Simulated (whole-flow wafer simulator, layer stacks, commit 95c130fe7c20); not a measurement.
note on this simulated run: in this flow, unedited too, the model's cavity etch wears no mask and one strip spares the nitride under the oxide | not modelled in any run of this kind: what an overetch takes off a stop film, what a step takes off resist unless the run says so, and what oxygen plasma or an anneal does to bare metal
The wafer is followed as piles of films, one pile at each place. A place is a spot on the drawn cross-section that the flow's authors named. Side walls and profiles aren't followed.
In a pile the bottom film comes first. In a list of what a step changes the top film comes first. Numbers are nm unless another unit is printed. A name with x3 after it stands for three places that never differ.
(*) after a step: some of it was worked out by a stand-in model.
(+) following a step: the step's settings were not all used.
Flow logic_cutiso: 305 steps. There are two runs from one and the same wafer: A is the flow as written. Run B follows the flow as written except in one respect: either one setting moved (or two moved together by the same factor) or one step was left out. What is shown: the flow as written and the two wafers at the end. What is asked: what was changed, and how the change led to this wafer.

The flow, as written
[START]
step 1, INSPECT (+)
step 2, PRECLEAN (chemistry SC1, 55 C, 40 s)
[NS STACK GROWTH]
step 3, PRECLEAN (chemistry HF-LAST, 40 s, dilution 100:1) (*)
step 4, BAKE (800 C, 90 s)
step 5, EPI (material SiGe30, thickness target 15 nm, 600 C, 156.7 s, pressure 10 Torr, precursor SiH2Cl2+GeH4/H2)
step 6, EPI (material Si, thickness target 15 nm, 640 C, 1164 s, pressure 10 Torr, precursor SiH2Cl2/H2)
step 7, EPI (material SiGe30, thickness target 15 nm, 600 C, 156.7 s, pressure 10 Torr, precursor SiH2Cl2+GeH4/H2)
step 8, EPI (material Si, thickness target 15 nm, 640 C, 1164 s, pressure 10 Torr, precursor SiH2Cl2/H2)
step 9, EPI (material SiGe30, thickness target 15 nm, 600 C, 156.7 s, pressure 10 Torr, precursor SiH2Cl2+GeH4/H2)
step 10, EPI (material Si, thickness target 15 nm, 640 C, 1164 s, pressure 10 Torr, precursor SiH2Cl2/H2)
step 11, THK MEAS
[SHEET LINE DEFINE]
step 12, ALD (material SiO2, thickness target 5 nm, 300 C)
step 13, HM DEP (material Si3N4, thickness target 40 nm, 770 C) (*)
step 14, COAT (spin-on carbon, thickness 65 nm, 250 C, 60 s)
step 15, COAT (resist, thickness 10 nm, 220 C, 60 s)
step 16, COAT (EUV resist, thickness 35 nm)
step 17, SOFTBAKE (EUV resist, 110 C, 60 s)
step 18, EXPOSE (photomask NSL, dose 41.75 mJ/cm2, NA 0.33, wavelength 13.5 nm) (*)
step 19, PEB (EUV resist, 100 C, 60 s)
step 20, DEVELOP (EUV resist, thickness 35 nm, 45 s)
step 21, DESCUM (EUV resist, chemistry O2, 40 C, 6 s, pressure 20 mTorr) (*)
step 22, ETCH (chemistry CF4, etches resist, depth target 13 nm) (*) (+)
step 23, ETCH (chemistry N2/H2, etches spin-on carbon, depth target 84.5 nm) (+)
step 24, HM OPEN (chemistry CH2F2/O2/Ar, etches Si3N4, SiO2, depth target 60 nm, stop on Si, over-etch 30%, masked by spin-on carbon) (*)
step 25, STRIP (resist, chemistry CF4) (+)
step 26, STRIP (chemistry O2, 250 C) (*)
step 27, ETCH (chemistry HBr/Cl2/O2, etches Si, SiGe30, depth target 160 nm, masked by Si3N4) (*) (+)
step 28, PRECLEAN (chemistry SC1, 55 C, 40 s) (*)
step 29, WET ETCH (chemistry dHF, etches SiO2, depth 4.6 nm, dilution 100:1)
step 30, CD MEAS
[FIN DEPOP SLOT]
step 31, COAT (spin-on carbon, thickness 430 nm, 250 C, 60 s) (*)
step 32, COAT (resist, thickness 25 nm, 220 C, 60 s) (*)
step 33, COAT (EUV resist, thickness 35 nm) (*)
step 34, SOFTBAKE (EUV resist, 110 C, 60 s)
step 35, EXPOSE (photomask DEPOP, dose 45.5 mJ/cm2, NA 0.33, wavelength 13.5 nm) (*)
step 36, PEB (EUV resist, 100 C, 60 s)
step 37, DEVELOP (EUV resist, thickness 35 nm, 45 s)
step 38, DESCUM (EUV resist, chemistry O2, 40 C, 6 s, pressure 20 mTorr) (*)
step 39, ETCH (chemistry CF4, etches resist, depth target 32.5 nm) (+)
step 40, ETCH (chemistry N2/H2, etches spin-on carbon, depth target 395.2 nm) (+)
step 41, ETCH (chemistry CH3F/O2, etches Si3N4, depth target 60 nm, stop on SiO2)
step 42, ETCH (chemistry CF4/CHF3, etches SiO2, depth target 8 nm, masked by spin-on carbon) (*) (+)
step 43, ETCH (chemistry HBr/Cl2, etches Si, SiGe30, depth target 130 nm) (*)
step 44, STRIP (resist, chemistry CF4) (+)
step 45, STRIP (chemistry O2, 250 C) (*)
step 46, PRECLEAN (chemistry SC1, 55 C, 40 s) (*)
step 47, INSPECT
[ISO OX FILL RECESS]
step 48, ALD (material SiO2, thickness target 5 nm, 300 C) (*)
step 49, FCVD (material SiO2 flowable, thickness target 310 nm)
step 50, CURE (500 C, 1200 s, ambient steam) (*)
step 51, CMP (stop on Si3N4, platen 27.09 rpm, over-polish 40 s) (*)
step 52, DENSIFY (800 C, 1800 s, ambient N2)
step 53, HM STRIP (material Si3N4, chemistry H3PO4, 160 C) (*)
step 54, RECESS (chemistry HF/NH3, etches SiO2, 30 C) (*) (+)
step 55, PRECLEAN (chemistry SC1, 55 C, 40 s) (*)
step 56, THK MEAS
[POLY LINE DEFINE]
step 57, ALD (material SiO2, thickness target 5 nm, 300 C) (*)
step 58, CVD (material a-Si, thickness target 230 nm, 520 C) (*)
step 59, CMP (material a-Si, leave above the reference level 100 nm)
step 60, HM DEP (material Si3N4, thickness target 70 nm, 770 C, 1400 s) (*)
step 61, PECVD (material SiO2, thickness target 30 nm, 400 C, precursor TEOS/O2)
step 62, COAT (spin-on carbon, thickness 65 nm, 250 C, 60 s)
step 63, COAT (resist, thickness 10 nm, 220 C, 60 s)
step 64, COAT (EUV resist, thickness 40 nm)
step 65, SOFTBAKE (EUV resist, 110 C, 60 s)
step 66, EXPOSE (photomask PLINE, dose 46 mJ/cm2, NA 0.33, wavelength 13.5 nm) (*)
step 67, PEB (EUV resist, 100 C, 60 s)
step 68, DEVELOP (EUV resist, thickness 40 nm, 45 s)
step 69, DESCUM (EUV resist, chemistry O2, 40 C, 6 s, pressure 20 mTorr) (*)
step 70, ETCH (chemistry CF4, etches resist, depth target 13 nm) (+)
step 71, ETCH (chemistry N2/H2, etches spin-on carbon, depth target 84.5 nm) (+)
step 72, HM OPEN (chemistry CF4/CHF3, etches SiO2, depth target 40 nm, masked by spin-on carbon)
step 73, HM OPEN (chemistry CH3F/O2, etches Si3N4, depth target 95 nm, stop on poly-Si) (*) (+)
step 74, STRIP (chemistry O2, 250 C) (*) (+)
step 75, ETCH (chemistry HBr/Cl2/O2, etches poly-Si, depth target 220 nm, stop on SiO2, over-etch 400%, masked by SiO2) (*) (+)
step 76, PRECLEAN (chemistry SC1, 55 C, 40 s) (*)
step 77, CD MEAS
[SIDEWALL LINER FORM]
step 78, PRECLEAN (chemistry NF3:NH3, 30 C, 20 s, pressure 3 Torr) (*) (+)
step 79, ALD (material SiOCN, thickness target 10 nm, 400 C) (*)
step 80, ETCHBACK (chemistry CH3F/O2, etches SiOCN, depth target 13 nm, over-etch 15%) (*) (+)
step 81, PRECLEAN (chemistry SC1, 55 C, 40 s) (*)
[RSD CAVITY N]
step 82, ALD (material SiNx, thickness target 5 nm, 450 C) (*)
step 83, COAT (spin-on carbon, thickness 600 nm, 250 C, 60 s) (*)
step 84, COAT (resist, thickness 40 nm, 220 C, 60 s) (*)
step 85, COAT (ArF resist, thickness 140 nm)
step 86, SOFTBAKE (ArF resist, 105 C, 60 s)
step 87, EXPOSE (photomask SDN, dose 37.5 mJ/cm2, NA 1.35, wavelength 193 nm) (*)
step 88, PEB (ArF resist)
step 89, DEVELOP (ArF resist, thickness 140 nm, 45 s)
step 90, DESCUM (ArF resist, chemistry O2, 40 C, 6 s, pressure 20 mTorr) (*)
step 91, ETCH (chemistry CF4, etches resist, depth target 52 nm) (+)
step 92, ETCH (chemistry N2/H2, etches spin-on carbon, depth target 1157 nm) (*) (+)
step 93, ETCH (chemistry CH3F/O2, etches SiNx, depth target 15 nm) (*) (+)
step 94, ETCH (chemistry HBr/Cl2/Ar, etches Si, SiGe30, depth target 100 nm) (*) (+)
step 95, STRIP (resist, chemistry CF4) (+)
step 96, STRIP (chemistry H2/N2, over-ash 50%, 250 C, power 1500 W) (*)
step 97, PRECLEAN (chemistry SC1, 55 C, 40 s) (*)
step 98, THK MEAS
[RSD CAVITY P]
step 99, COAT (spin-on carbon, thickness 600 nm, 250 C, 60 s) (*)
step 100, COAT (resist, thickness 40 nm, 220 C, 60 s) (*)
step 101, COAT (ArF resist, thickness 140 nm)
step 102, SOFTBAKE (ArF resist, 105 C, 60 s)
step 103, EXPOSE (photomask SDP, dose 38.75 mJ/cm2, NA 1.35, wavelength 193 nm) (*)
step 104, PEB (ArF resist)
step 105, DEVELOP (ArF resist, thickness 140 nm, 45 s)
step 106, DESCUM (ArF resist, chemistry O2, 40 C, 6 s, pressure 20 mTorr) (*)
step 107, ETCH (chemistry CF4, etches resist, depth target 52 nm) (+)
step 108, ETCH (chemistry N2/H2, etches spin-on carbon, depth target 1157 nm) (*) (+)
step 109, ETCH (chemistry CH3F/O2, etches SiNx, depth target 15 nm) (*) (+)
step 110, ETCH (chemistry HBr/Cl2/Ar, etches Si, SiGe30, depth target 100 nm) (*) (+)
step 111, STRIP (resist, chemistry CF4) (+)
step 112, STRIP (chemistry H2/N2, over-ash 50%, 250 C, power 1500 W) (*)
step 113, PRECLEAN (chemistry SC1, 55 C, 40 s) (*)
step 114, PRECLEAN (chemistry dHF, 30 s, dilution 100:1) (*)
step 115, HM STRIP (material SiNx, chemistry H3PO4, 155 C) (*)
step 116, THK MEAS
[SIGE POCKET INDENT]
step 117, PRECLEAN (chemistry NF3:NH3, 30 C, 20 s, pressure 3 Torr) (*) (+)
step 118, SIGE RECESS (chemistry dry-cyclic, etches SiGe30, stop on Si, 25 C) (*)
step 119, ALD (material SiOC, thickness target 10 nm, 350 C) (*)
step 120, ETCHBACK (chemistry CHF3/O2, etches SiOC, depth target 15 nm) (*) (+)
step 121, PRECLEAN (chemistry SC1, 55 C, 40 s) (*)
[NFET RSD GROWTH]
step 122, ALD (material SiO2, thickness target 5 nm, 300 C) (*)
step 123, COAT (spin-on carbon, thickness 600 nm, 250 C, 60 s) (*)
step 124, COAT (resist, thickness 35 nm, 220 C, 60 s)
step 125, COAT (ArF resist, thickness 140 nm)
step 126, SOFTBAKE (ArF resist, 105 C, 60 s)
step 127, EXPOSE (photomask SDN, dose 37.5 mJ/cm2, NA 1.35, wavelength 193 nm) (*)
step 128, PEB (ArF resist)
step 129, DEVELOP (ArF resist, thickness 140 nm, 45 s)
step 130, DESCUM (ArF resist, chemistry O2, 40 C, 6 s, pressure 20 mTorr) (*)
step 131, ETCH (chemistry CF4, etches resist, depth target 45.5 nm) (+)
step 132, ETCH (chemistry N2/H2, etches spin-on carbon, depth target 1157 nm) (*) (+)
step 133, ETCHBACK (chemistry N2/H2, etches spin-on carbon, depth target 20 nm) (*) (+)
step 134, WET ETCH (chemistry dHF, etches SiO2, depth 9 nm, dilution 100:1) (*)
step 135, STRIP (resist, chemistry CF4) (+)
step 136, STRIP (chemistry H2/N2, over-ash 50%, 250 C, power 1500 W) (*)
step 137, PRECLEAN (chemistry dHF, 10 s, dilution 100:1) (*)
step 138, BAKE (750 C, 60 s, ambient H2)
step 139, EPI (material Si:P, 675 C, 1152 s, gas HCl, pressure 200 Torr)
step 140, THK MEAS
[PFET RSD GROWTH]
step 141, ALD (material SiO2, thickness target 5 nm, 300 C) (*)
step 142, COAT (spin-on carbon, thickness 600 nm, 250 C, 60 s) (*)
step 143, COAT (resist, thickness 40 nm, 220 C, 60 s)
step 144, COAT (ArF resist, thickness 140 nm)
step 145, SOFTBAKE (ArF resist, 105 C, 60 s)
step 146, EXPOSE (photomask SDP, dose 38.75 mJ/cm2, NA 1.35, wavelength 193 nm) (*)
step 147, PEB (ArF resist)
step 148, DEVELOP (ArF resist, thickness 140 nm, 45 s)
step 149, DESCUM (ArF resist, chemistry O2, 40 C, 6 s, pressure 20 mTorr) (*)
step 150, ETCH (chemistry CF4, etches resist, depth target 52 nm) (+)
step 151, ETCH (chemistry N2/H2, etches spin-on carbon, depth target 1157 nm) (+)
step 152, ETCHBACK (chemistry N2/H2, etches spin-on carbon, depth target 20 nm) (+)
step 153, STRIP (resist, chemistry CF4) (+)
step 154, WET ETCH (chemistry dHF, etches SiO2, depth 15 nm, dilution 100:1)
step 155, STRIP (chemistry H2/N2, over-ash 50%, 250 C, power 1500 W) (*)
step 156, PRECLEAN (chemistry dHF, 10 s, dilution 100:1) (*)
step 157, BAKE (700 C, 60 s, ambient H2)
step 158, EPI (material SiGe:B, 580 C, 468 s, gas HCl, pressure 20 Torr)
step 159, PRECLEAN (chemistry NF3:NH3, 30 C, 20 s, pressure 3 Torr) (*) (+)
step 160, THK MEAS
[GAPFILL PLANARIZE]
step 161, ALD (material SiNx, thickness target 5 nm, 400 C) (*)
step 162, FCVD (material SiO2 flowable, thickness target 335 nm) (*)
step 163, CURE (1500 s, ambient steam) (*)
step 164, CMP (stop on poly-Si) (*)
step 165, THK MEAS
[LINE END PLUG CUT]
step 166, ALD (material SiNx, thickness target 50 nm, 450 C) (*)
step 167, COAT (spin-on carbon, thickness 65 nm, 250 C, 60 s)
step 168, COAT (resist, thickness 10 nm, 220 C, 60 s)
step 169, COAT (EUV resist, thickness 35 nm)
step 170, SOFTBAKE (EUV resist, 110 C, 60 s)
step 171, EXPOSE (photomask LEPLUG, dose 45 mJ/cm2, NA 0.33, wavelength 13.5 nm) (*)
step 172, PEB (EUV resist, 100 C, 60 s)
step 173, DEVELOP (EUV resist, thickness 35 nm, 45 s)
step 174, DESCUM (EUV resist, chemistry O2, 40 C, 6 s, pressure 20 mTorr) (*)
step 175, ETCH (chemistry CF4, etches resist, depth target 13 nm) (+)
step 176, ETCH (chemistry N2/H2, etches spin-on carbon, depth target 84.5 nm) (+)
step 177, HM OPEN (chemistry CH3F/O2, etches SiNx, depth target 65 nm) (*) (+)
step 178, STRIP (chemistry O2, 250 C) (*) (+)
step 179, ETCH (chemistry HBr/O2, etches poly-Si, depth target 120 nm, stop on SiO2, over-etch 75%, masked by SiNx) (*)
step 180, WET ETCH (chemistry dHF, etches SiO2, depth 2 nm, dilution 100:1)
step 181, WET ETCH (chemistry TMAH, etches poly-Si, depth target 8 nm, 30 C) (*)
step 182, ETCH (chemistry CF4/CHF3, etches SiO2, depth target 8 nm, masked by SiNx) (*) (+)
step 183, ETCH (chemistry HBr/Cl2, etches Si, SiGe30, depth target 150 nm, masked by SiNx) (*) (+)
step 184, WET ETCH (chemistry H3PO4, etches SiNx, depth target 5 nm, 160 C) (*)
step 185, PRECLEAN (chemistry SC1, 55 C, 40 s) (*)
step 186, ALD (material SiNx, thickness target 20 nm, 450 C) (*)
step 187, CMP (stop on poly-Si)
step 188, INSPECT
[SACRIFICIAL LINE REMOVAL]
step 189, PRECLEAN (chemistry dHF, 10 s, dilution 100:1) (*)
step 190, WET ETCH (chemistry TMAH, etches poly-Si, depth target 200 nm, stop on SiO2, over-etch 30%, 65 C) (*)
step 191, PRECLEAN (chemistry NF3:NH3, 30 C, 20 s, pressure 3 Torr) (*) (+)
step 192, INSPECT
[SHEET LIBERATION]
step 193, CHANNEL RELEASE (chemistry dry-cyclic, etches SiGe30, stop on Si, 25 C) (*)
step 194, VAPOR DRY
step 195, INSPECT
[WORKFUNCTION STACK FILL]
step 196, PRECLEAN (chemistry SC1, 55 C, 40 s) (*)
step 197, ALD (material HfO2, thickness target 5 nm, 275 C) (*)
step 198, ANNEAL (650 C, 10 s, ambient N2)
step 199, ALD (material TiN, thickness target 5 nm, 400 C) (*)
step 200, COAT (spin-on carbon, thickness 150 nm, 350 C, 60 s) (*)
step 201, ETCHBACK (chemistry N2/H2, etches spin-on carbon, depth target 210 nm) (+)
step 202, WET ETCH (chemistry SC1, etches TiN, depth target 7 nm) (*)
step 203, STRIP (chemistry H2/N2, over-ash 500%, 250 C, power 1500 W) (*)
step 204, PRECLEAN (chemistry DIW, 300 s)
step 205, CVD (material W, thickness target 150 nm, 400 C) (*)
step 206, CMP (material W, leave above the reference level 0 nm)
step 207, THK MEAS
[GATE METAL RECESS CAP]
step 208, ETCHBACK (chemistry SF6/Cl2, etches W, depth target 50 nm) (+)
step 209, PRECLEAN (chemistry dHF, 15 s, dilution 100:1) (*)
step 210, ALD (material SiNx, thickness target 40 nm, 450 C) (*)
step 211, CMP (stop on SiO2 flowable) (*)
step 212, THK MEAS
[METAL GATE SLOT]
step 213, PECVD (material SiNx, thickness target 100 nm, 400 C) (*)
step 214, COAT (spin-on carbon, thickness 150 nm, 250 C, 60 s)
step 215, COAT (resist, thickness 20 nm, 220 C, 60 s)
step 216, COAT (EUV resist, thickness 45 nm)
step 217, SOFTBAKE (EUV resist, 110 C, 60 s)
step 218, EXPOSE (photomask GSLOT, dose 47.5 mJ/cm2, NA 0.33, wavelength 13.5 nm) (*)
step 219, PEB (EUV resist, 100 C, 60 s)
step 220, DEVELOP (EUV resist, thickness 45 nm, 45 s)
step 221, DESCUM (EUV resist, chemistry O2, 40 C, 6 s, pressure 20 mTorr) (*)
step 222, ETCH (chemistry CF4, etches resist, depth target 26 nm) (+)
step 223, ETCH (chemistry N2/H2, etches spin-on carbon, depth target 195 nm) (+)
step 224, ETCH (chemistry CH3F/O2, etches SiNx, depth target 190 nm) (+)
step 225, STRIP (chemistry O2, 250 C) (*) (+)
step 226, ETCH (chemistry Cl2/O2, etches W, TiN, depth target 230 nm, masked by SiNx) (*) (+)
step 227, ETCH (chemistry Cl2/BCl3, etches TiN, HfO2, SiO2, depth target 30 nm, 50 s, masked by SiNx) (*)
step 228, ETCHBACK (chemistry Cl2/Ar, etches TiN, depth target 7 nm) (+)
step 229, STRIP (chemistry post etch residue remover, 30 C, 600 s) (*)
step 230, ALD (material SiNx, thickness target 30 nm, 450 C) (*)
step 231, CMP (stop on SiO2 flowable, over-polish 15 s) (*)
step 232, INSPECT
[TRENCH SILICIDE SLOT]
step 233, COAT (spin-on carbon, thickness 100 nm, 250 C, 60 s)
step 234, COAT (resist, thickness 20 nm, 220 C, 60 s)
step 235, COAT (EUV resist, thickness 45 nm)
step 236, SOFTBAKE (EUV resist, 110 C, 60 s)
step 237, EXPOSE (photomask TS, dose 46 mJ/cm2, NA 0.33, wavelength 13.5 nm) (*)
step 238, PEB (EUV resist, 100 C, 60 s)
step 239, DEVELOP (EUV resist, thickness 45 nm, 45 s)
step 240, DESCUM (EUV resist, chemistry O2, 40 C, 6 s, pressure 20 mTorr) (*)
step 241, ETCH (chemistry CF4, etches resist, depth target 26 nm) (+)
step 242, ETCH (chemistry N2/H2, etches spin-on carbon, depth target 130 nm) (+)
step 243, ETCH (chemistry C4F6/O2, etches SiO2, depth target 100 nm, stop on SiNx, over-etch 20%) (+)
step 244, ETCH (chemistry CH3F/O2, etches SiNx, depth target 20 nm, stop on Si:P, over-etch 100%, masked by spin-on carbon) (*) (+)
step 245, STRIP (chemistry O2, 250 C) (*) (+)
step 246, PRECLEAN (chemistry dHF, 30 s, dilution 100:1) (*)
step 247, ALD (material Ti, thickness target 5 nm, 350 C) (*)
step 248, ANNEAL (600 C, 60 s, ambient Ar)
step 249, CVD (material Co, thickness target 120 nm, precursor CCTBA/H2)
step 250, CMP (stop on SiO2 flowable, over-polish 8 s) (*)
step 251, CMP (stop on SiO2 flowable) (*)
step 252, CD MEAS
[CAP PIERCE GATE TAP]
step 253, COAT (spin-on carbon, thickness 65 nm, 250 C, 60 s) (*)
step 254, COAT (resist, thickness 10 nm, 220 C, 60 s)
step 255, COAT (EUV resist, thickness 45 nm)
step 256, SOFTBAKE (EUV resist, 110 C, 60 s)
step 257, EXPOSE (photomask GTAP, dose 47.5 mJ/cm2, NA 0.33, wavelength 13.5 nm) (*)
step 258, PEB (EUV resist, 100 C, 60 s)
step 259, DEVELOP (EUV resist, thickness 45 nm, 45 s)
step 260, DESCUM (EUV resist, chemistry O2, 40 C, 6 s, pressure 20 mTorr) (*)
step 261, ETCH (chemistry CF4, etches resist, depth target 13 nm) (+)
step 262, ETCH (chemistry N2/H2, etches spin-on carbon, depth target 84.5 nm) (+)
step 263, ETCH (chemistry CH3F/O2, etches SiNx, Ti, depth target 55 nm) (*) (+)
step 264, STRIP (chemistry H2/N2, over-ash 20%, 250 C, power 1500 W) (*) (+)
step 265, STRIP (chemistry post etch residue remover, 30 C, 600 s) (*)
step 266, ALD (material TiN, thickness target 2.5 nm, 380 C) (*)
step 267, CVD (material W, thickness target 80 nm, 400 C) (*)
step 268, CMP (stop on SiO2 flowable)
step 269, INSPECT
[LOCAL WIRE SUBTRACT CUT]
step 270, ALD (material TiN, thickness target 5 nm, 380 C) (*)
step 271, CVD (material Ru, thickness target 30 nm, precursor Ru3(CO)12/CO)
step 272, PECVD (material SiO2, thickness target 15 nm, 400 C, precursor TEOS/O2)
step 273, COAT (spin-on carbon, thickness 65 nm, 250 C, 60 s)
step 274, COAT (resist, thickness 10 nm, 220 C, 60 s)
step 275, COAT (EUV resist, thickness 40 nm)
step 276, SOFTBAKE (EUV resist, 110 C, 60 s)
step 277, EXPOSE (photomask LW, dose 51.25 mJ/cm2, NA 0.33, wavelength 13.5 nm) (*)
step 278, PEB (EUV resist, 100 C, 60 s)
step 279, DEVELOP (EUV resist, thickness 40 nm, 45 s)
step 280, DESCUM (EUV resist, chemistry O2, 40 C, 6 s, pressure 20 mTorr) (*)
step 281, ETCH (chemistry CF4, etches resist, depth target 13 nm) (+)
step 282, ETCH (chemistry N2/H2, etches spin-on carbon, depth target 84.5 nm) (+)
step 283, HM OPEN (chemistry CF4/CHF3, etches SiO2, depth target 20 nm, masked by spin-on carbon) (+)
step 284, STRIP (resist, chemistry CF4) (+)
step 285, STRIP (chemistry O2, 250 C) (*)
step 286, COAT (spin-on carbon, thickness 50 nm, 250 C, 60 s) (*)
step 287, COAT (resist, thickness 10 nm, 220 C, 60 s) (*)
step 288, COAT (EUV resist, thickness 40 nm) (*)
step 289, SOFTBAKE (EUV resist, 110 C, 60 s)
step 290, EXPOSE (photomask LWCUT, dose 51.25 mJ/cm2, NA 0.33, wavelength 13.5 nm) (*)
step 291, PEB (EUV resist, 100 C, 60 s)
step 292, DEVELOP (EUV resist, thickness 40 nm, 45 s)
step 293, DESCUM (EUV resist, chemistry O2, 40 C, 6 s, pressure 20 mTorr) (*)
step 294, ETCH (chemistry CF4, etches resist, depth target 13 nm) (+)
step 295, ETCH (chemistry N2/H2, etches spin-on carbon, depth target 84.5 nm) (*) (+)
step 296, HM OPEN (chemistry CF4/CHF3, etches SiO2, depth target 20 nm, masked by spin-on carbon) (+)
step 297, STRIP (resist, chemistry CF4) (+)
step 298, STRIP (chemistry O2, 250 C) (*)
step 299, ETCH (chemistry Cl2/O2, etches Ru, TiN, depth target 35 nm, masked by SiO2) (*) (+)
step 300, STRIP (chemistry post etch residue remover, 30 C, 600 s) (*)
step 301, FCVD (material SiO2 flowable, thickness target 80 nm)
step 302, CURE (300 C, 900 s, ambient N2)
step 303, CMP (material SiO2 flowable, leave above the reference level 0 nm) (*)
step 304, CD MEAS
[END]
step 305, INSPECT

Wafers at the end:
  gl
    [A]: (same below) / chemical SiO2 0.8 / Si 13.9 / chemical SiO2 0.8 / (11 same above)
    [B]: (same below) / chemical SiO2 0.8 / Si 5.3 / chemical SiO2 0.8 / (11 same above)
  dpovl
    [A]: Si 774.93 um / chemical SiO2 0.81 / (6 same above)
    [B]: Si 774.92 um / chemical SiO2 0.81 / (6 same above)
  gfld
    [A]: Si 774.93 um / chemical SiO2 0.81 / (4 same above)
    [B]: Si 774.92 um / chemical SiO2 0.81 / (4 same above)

The reason: step 8, EPI: thickness target 6.4 nm was run, while the flow as written has thickness target 15 nm; step 8, EPI: 494.9 s was run, where the flow has 1164 s.

Step by step, how the change led to this:
  step 8, EPI (material Si, thickness target 15 nm, 640 C, 1164 s, pressure 10 Torr, precursor SiH2Cl2/H2)
      depop, dpovl, gfld and 19 more: A +15 Si (new film) | B +6.38 Si (new film)
  step 27, ETCH (chemistry HBr/Cl2/O2, etches Si, SiGe30, depth target 160 nm, masked by Si3N4) (*) (+)
      gfld, gxf, iso, lnri: A -0.79 chemical SiO2 (all of it), -11.4 Si (all of it), -15 SiGe30 (all of it), -15 Si (all of it), -15 SiGe30 (all of it), -15 Si (all of it), -15 SiGe30 (all of it), -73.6 Si | B -0.79 chemical SiO2 (all of it), -11.4 Si (all of it), -15 SiGe30 (all of it), -6.38 Si (all of it), -15 SiGe30 (all of it), -15 Si (all of it), -15 SiGe30 (all of it), -82.3 Si
      dpovl, nsgap: A -0.79 chemical SiO2 (all of it), -11.8 Si (all of it), -15 SiGe30 (all of it), -15 Si (all of it), -15 SiGe30 (all of it), -15 Si (all of it), -15 SiGe30 (all of it), -73.2 Si | B -0.79 chemical SiO2 (all of it), -11.8 Si (all of it), -15 SiGe30 (all of it), -6.38 Si (all of it), -15 SiGe30 (all of it), -15 Si (all of it), -15 SiGe30 (all of it), -81.9 Si
      (as well as at 1 more place)
  step 43, ETCH (chemistry HBr/Cl2, etches Si, SiGe30, depth target 130 nm) (*)
      depop: A -14 Si (all of it), -15 SiGe30 (all of it), -15 Si (all of it), -15 SiGe30 (all of it), -15 Si (all of it), -15 SiGe30 (all of it), -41 Si | B -14 Si (all of it), -15 SiGe30 (all of it), -6.38 Si (all of it), -15 SiGe30 (all of it), -15 Si (all of it), -15 SiGe30 (all of it), -49.6 Si
  step 94, ETCH (chemistry HBr/Cl2/Ar, etches Si, SiGe30, depth target 100 nm) (*) (+)
      rsdn, rsdx: A -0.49 chemical SiO2 (all of it), -12.8 Si (all of it), -15 SiGe30 (all of it), -15 Si (all of it), -15 SiGe30 (all of it), -15 Si (all of it), -15 SiGe30 (all of it), -12.2 Si | B -0.49 chemical SiO2 (all of it), -12.8 Si (all of it), -15 SiGe30 (all of it), -6.38 Si (all of it), -15 SiGe30 (all of it), -15 Si (all of it), -15 SiGe30 (all of it), -20.8 Si
  step 110, ETCH (chemistry HBr/Cl2/Ar, etches Si, SiGe30, depth target 100 nm) (*) (+)
      rsdp, rsdw: A -0.49 chemical SiO2 (all of it), -12.8 Si (all of it), -15 SiGe30 (all of it), -15 Si (all of it), -15 SiGe30 (all of it), -15 Si (all of it), -15 SiGe30 (all of it), -12.2 Si | B -0.49 chemical SiO2 (all of it), -12.8 Si (all of it), -15 SiGe30 (all of it), -6.38 Si (all of it), -15 SiGe30 (all of it), -15 Si (all of it), -15 SiGe30 (all of it), -20.8 Si
  step 183, ETCH (chemistry HBr/Cl2, etches Si, SiGe30, depth target 150 nm, masked by SiNx) (*) (+)
      plug: A -13.6 Si (all of it), -15 SiGe30 (all of it), -15 Si (all of it), -15 SiGe30 (all of it), -15 Si (all of it), -15 SiGe30 (all of it), -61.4 Si | B -13.6 Si (all of it), -15 SiGe30 (all of it), -6.38 Si (all of it), -15 SiGe30 (all of it), -15 Si (all of it), -15 SiGe30 (all of it), -70.1 Si
